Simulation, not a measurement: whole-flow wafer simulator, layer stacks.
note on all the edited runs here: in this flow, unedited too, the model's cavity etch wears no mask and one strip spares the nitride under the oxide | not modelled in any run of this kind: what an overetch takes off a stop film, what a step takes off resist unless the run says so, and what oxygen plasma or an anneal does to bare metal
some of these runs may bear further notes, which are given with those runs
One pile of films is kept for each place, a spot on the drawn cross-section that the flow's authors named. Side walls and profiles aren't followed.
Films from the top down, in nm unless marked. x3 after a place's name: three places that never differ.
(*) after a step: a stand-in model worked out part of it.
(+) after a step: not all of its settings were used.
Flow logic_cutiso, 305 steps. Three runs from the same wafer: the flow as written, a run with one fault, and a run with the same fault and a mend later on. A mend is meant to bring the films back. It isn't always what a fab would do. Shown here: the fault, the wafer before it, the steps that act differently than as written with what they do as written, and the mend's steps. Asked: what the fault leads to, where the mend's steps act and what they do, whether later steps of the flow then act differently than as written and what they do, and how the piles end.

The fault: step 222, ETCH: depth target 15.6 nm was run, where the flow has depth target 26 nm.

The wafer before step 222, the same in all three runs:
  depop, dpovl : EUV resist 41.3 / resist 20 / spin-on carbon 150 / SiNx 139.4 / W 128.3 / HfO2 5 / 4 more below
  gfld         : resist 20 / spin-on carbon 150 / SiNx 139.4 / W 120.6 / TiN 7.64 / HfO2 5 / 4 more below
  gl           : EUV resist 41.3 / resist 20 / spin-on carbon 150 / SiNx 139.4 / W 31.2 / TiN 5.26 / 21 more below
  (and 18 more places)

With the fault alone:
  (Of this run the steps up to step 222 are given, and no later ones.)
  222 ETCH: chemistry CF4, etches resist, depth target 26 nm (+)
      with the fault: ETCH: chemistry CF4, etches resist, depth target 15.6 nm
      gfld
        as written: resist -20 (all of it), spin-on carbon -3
        with the fault: resist -15.6
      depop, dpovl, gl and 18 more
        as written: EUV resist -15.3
        with the fault: EUV resist -9.18
  After step 222 the piles differ from the flow's by more than 2% or 0.5 nm, whichever is larger, at depop, dpovl, gfld and 19 more.
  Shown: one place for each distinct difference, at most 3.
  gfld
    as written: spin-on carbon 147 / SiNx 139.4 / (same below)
    with the fault: resist 4.4 / spin-on carbon 150 / SiNx 139.4 / (same below)
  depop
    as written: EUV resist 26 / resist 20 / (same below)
    with the fault: EUV resist 32.1 / resist 20 / (same below)

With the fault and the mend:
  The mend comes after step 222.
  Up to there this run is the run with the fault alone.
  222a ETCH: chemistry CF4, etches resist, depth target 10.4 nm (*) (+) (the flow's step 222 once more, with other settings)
      depop, dpovl, gl and 18 more
        EUV resist -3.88
      gfld
        resist -4.4 (all of it), spin-on carbon -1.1
  Later steps of the flow that act differently than as written (3 more steps differ only slightly, by at most 2% or 0.5 nm, whichever is larger, and aren't shown):
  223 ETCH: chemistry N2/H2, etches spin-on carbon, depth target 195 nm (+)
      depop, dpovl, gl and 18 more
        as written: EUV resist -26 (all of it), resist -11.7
        with the mend: EUV resist -28.3 (all of it), resist -11.6
  At the end the piles are the same as the flow's at every place that both follow.
